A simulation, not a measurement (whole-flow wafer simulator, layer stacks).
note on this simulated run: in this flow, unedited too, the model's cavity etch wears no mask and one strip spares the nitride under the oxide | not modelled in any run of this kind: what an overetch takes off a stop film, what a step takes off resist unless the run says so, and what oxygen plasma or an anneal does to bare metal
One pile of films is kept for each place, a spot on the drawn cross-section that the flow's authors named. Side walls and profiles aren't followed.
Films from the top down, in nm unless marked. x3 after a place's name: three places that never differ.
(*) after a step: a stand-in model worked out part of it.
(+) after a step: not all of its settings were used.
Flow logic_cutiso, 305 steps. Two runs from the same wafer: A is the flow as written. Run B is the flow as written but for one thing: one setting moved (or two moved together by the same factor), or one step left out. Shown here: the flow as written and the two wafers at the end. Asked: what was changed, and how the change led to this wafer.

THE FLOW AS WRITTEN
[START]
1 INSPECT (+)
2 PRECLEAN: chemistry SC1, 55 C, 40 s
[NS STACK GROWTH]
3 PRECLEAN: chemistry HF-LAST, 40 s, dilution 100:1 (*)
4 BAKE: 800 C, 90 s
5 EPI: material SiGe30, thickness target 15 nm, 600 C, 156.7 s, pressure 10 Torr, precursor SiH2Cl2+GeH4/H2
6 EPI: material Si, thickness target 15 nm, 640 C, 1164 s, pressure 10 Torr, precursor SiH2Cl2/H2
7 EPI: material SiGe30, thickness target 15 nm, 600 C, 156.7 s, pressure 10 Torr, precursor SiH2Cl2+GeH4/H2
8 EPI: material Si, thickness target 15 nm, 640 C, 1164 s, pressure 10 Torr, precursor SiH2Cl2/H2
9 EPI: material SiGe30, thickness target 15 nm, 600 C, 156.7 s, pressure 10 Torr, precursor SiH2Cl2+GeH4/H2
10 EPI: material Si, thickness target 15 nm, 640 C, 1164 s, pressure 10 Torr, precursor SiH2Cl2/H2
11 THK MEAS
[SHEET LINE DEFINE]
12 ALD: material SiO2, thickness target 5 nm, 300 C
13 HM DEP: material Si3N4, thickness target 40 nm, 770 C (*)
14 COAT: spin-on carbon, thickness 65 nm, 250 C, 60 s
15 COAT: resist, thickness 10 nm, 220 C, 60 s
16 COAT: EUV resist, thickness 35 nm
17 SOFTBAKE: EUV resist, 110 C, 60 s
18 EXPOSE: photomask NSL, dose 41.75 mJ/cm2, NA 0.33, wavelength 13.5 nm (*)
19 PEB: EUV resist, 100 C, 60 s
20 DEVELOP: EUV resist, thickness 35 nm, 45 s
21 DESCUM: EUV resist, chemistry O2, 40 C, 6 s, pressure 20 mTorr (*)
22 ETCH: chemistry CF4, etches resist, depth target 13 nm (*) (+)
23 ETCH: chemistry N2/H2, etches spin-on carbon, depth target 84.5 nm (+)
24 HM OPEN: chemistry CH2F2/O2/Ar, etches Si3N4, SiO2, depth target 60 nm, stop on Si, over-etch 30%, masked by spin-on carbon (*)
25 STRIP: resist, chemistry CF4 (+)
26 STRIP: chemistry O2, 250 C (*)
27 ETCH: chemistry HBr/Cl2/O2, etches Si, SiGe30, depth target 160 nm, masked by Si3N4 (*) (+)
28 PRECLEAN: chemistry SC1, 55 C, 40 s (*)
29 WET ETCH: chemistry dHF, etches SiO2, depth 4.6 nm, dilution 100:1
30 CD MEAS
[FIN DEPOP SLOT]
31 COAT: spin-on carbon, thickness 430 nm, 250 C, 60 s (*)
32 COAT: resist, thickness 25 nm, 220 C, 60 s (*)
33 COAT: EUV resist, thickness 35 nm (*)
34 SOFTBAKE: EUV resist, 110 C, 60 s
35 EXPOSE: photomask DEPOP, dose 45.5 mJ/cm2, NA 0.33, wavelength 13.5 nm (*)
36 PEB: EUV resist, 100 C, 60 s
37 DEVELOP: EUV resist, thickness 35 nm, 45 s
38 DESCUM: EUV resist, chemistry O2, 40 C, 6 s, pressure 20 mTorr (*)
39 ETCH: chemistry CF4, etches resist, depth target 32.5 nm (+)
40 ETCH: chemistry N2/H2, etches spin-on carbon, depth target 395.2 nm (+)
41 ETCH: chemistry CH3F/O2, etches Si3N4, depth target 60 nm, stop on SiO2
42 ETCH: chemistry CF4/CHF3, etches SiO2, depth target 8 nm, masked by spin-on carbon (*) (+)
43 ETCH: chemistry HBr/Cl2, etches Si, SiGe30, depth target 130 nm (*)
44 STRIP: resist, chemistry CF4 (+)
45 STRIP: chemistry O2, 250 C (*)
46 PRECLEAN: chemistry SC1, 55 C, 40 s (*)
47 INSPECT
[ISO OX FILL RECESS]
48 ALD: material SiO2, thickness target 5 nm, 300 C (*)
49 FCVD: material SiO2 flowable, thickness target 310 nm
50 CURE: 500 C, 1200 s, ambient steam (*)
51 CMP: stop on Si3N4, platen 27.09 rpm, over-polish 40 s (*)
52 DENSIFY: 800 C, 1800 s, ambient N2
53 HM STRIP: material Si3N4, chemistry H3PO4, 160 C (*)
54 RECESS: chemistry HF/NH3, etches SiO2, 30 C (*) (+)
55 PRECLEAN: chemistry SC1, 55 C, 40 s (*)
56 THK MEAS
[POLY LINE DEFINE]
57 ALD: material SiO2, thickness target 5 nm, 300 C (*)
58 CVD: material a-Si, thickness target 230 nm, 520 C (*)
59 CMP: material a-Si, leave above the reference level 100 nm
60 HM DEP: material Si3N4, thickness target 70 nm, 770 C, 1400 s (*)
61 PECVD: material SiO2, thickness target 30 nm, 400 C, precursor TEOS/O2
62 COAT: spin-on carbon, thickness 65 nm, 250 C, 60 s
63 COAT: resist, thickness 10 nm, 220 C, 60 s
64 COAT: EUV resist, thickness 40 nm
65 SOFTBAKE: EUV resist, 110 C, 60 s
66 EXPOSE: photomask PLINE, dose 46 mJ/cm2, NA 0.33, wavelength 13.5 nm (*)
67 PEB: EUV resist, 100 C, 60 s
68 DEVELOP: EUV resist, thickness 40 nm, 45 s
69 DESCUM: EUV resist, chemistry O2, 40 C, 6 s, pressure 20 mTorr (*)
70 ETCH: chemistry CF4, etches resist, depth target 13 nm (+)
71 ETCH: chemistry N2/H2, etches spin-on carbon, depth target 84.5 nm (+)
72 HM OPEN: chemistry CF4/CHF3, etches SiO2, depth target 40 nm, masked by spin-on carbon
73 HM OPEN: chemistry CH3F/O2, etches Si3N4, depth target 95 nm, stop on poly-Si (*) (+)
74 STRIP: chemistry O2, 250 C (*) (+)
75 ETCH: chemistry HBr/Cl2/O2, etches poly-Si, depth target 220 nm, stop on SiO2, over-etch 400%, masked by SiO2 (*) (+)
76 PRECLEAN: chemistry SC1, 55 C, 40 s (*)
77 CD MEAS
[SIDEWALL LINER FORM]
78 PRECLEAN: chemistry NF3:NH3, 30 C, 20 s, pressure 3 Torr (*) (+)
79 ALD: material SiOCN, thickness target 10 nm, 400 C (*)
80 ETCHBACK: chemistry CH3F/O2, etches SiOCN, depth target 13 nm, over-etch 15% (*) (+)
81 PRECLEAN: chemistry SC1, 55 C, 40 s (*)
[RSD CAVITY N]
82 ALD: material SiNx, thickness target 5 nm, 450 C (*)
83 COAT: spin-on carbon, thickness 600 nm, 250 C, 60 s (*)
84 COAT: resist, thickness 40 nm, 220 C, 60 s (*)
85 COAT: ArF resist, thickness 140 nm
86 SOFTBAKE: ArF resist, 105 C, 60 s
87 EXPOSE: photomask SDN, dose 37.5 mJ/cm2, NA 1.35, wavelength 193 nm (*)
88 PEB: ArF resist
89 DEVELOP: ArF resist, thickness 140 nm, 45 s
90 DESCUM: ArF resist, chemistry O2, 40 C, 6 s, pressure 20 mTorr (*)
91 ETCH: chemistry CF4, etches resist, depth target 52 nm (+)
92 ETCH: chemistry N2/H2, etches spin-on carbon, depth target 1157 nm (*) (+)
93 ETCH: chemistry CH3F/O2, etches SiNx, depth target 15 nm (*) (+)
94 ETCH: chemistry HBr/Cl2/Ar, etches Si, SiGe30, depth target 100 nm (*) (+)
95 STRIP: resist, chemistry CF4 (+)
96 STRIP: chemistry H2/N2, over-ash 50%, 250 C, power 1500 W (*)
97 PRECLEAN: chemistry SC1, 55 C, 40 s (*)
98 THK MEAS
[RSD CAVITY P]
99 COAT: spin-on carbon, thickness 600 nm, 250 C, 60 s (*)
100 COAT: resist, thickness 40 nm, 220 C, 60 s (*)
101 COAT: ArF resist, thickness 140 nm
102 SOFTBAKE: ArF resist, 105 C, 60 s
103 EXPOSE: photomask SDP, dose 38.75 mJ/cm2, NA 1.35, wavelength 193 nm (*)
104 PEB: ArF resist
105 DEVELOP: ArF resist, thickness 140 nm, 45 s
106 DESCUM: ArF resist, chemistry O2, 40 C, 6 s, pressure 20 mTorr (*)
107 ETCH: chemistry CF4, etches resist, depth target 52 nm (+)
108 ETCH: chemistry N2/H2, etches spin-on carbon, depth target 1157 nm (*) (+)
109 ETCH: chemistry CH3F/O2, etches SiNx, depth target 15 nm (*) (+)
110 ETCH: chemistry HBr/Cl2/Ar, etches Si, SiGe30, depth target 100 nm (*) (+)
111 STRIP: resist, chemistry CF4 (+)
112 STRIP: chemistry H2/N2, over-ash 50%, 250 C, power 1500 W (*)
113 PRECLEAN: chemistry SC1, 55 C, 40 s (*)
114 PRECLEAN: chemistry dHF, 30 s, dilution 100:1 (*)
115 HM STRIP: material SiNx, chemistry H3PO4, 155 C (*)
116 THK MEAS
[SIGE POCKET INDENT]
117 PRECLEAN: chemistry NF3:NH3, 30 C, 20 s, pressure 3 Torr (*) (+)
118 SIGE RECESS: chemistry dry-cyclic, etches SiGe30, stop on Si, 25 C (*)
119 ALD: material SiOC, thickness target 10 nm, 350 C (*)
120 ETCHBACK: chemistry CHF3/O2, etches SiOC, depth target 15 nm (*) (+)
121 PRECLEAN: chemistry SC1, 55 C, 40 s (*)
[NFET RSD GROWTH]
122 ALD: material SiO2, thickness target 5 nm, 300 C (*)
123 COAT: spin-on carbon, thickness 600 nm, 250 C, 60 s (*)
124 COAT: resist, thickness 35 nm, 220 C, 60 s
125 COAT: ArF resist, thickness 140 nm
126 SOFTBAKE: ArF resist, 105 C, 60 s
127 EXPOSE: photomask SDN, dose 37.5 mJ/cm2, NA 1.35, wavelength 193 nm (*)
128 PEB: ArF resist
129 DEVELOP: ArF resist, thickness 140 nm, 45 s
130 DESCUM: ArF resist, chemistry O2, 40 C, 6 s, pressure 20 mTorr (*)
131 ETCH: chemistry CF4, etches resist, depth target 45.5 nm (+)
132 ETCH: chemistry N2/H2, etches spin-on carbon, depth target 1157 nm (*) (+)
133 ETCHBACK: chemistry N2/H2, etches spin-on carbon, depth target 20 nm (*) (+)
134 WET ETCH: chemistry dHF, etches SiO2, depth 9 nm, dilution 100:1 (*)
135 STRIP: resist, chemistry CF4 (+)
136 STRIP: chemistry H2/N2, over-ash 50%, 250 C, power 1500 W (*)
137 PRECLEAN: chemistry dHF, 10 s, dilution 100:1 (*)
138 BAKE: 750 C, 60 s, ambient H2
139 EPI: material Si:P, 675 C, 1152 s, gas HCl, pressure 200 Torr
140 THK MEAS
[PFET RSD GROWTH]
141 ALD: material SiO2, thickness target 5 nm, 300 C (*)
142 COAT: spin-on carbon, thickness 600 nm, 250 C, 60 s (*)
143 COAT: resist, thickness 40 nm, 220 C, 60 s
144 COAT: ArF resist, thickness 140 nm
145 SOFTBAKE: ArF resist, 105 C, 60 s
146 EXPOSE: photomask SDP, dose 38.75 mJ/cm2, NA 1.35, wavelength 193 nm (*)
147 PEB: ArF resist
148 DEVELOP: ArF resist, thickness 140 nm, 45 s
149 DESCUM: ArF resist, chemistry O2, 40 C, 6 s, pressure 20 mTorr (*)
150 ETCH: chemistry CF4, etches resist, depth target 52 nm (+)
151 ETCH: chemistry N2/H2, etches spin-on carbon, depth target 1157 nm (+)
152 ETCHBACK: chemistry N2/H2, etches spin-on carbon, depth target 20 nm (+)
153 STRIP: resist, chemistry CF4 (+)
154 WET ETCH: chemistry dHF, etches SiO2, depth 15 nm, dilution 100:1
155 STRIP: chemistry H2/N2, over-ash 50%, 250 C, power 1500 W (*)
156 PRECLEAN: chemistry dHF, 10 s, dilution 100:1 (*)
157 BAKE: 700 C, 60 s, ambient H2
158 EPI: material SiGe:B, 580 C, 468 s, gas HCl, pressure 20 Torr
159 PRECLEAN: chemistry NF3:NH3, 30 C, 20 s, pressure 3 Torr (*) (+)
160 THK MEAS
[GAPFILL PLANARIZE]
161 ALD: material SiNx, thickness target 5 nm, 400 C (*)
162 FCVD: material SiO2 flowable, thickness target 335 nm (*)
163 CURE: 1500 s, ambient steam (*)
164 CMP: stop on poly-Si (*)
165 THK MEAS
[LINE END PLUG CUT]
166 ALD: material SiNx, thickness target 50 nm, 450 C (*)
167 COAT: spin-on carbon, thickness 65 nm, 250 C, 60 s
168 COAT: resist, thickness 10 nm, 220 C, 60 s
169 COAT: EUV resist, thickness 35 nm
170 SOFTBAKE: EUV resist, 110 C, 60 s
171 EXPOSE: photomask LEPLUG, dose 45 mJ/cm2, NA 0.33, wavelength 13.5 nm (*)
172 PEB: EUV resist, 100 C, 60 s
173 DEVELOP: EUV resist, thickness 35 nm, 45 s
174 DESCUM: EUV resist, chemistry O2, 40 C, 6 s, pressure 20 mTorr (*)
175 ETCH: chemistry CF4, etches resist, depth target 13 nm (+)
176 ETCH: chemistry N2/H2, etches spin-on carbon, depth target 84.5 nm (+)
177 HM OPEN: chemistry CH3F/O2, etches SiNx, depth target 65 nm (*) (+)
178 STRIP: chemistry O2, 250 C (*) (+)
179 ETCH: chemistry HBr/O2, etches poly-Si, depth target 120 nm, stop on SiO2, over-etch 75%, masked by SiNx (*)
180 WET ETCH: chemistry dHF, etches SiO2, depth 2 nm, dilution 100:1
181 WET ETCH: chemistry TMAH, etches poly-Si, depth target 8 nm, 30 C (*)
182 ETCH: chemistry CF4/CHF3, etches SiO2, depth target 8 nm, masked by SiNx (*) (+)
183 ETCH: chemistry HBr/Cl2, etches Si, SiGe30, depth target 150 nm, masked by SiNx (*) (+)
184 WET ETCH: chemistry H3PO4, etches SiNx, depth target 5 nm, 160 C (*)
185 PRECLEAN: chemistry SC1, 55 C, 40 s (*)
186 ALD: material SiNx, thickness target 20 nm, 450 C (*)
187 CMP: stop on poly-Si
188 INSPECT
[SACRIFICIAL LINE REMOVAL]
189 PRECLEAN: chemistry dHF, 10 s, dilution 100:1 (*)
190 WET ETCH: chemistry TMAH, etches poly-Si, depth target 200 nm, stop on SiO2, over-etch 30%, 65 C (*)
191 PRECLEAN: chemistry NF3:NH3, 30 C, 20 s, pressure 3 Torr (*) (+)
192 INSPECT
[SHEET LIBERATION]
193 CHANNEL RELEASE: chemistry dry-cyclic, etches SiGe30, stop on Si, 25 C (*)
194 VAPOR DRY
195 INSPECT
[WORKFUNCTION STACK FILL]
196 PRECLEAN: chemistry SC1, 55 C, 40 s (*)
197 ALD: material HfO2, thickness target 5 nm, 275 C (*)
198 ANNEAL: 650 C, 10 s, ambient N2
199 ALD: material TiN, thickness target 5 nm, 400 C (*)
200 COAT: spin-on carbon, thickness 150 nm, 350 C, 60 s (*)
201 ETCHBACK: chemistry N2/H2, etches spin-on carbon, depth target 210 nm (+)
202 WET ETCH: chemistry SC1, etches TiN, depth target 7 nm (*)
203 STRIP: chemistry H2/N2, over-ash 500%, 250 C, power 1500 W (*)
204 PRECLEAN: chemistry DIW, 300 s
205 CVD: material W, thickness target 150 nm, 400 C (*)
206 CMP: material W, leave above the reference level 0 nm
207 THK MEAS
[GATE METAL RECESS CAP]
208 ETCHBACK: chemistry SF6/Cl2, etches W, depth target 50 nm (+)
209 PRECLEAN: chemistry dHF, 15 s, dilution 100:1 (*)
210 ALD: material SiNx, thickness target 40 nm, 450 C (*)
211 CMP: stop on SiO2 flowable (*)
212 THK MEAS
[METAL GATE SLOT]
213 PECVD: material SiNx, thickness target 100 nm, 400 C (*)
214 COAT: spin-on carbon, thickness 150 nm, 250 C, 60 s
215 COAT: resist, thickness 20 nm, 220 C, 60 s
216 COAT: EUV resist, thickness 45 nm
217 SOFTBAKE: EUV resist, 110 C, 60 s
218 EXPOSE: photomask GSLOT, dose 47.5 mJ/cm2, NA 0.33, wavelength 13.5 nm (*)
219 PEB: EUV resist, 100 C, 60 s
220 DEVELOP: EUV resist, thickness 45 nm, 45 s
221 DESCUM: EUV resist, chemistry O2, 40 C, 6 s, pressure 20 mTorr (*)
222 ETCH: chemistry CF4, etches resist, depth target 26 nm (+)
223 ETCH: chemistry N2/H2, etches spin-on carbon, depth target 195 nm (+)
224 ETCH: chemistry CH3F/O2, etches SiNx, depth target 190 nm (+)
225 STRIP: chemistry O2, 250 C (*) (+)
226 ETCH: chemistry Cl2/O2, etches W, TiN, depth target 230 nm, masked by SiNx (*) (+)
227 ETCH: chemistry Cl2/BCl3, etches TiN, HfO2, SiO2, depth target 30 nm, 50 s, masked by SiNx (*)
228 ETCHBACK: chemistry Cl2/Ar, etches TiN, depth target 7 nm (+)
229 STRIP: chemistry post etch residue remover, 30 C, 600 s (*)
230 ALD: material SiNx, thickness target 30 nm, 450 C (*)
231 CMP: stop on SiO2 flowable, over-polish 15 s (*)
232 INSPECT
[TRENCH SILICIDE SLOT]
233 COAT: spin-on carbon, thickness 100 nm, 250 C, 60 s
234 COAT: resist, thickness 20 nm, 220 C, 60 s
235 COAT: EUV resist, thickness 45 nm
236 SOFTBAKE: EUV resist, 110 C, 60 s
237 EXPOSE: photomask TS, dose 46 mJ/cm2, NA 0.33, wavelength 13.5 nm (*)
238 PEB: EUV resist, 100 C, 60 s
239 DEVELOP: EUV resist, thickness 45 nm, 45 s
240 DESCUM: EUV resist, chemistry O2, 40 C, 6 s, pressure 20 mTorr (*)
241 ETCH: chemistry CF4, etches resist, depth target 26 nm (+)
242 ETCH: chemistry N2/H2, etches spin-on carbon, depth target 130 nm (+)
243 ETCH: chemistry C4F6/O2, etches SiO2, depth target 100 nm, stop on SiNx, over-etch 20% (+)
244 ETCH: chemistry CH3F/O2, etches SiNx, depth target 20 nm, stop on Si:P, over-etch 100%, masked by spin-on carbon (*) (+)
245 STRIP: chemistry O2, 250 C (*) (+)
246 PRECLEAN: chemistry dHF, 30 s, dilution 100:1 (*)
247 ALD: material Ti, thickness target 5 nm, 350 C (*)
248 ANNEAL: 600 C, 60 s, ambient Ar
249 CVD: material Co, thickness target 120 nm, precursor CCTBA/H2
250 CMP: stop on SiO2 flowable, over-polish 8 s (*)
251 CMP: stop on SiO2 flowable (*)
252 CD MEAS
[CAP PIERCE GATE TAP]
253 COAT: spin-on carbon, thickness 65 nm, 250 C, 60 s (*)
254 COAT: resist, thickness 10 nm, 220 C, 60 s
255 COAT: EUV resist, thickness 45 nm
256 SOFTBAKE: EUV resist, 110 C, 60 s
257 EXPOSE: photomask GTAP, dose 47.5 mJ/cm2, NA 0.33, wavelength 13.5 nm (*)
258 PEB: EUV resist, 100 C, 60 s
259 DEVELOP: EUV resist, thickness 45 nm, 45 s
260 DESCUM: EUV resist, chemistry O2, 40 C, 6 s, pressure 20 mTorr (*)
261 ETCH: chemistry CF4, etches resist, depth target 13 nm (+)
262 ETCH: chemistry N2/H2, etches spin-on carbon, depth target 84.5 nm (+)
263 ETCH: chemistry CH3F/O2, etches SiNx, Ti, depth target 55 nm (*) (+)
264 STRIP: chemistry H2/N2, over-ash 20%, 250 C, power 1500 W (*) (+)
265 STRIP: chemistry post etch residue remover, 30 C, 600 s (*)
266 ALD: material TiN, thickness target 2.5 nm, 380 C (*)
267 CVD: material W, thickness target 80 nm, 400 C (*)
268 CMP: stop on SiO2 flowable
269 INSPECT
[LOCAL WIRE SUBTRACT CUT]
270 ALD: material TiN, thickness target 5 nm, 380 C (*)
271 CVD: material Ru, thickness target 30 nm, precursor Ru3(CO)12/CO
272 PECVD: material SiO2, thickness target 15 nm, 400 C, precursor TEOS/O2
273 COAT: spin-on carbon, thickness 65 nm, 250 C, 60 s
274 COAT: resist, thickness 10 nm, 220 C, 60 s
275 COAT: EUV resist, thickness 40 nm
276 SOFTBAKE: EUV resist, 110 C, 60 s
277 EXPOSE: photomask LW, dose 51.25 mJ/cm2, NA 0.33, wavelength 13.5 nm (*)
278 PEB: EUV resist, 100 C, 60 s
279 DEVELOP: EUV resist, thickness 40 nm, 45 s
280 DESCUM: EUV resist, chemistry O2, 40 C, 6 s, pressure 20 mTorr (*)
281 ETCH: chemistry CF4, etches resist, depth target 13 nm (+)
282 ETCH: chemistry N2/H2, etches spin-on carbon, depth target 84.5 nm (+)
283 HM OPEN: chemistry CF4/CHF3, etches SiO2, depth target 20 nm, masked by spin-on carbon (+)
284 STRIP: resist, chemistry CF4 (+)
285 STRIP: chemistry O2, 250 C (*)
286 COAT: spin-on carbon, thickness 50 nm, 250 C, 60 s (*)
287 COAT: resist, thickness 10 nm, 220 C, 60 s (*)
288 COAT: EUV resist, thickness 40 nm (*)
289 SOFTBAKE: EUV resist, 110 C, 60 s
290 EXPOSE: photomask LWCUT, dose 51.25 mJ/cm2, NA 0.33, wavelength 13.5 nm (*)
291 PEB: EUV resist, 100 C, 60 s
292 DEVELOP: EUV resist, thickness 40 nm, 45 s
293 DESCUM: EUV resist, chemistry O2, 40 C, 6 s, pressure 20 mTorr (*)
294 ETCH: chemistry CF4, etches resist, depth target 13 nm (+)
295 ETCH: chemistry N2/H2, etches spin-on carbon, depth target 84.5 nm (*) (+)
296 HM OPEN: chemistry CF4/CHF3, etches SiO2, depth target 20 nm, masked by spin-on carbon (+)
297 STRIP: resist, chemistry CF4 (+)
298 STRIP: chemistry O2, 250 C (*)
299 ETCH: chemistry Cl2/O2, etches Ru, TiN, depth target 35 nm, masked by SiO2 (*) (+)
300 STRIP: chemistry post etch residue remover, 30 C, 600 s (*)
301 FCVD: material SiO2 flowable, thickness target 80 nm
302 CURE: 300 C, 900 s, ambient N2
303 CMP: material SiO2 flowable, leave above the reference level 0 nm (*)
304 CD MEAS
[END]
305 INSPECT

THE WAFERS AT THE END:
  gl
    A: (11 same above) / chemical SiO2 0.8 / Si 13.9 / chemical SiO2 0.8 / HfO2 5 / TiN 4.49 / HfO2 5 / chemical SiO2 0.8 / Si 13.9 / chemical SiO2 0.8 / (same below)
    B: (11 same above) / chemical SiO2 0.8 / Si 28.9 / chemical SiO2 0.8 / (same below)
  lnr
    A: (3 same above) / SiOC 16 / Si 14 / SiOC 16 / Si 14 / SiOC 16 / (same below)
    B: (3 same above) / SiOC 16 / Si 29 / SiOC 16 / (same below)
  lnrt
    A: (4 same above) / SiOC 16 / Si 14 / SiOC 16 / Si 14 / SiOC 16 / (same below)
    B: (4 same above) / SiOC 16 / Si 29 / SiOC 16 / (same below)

The cause: step 7, EPI: material SiGe30, thickness target 15 nm, 600 C, 156.7 s, pressure 10 Torr, precursor SiH2Cl2+GeH4/H2, was left out.

How the change led to this, step by step:
  8 EPI: material Si, thickness target 15 nm, 640 C, 1164 s, pressure 10 Torr, precursor SiH2Cl2/H2
      depop, dpovl, gfld and 19 more: A Si +15 (new film) | B Si +15
  27 ETCH: chemistry HBr/Cl2/O2, etches Si, SiGe30, depth target 160 nm, masked by Si3N4 (*) (+)
      gfld, gxf, iso, lnri: A chemical SiO2 -0.79 (all of it), Si -11.4 (all of it), SiGe30 -15 (all of it), Si -15 (all of it), SiGe30 -15 (all of it), Si -15 (all of it), SiGe30 -15 (all of it), Si -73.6 | B chemical SiO2 -0.79 (all of it), Si -11.4 (all of it), SiGe30 -15 (all of it), Si -30 (all of it), SiGe30 -15 (all of it), Si -88.6
      dpovl, nsgap: A chemical SiO2 -0.79 (all of it), Si -11.8 (all of it), SiGe30 -15 (all of it), Si -15 (all of it), SiGe30 -15 (all of it), Si -15 (all of it), SiGe30 -15 (all of it), Si -73.2 | B chemical SiO2 -0.79 (all of it), Si -11.8 (all of it), SiGe30 -15 (all of it), Si -30 (all of it), SiGe30 -15 (all of it), Si -88.2
      (and at 1 more place)
  43 ETCH: chemistry HBr/Cl2, etches Si, SiGe30, depth target 130 nm (*)
      depop: A Si -14 (all of it), SiGe30 -15 (all of it), Si -15 (all of it), SiGe30 -15 (all of it), Si -15 (all of it), SiGe30 -15 (all of it), Si -41 | B Si -14 (all of it), SiGe30 -15 (all of it), Si -30 (all of it), SiGe30 -15 (all of it), Si -56
  94 ETCH: chemistry HBr/Cl2/Ar, etches Si, SiGe30, depth target 100 nm (*) (+)
      rsdn, rsdx: A chemical SiO2 -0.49 (all of it), Si -12.8 (all of it), SiGe30 -15 (all of it), Si -15 (all of it), SiGe30 -15 (all of it), Si -15 (all of it), SiGe30 -15 (all of it), Si -12.2 | B chemical SiO2 -0.49 (all of it), Si -12.8 (all of it), SiGe30 -15 (all of it), Si -30 (all of it), SiGe30 -15 (all of it), Si -27.2
  110 ETCH: chemistry HBr/Cl2/Ar, etches Si, SiGe30, depth target 100 nm (*) (+)
      rsdp, rsdw: A chemical SiO2 -0.49 (all of it), Si -12.8 (all of it), SiGe30 -15 (all of it), Si -15 (all of it), SiGe30 -15 (all of it), Si -15 (all of it), SiGe30 -15 (all of it), Si -12.2 | B chemical SiO2 -0.49 (all of it), Si -12.8 (all of it), SiGe30 -15 (all of it), Si -30 (all of it), SiGe30 -15 (all of it), Si -27.2
  118 SIGE RECESS: chemistry dry-cyclic, etches SiGe30, stop on Si, 25 C (*)
      lnr, lnrp, lnrt: A SiOCN -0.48, Si -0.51, cavity +16 (new film), SiGe30 -15 (all of it), Si -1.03, cavity +16 (new film), SiGe30 -15 (all of it), Si -1.03, cavity +16 (new film), SiGe30 -15 (all of it), Si -0.51 | B SiOCN -0.48, Si -0.51, cavity +16 (new film), SiGe30 -15 (all of it), Si -1.03, cavity +16 (new film), SiGe30 -15 (all of it), Si -0.51
  119 ALD: material SiOC, thickness target 10 nm, 350 C (*)
      lnr, lnrp, lnrt: A SiOC +10 (new film), SiOC +16 (new film), cavity -16 (all of it), SiOC +16 (new film), cavity -16 (all of it), SiOC +16 (new film), cavity -16 (all of it) | B SiOC +10 (new film), SiOC +16 (new film), cavity -16 (all of it), SiOC +16 (new film), cavity -16 (all of it)
  183 ETCH: chemistry HBr/Cl2, etches Si, SiGe30, depth target 150 nm, masked by SiNx (*) (+)
      plug: A Si -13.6 (all of it), SiGe30 -15 (all of it), Si -15 (all of it), SiGe30 -15 (all of it), Si -15 (all of it), SiGe30 -15 (all of it), Si -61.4 | B Si -13.6 (all of it), SiGe30 -15 (all of it), Si -30 (all of it), SiGe30 -15 (all of it), Si -76.4
  193 CHANNEL RELEASE: chemistry dry-cyclic, etches SiGe30, stop on Si, 25 C (*)
      gl, glp, gxn, gxp, ns, tap: A chemical SiO2 +0.8 (new film), Si -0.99, chemical SiO2 +0.8 (new film), cavity +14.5 (new film), chemical SiO2 +0.8 (new film), SiGe30 -15 (all of it), Si -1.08, chemical SiO2 +0.8 (new film), cavity +14.5 (new film), chemical SiO2 +0.8 (new film), SiGe30 -15 (all of it), Si -1.08, chemical SiO2 +0.8 (new film), cavity +14.5 (new film), chemical SiO2 +0.8 (new film), SiGe30 -15 (all of it), Si -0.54 | B chemical SiO2 +0.8 (new film), Si -0.99, chemical SiO2 +0.8 (new film), cavity +14.5 (new film), chemical SiO2 +0.8 (new film), SiGe30 -15 (all of it), Si -1.08, chemical SiO2 +0.8 (new film), cavity +14.5 (new film), chemical SiO2 +0.8 (new film), SiGe30 -15 (all of it), Si -0.54
  197 ALD: material HfO2, thickness target 5 nm, 275 C (*)
      gl, glp, gxn, gxp, ns, tap: A HfO2 +5 (new film), HfO2 +5 (new film), cavity -10, HfO2 +5 (new film), HfO2 +5 (new film), cavity -10, HfO2 +5 (new film), HfO2 +5 (new film), cavity -10, HfO2 +5 (new film) | B HfO2 +5 (new film), HfO2 +5 (new film), cavity -10, HfO2 +5 (new film), HfO2 +5 (new film), cavity -10, HfO2 +5 (new film)
  199 ALD: material TiN, thickness target 5 nm, 400 C (*)
      gl, glp, tap: A TiN +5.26 (new film), TiN +4.49 (new film), cavity -4.49 (all of it), TiN +4.49 (new film), cavity -4.49 (all of it), TiN +4.49 (new film), cavity -4.49 (all of it) | B TiN +5.26 (new film), TiN +4.49 (new film), cavity -4.49 (all of it), TiN +4.49 (new film), cavity -4.49 (all of it)
      gxn, gxp, ns: A TiN +5 (new film), TiN +4.49 (new film), cavity -4.49 (all of it), TiN +4.49 (new film), cavity -4.49 (all of it), TiN +4.49 (new film), cavity -4.49 (all of it) | B TiN +5 (new film), TiN +4.49 (new film), cavity -4.49 (all of it), TiN +4.49 (new film), cavity -4.49 (all of it)
Counting metal films that touch as one body, gl has 3 bodies (between them, from the top down: HfO2 5 / chemical SiO2 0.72 / Si 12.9 / chemical SiO2 0.8 / HfO2 5; HfO2 5 / chemical SiO2 0.8 / Si 28.9 / chemical SiO2 0.8 / HfO2 5); the flow as written gives 4 bodies (between them, from the top down: HfO2 5 / chemical SiO2 0.72 / Si 12.9 / chemical SiO2 0.8 / HfO2 5; HfO2 5 / chemical SiO2 0.8 / Si 13.9 / chemical SiO2 0.8 / HfO2 5; HfO2 5 / chemical SiO2 0.8 / Si 13.9 / chemical SiO2 0.8 / HfO2 5).
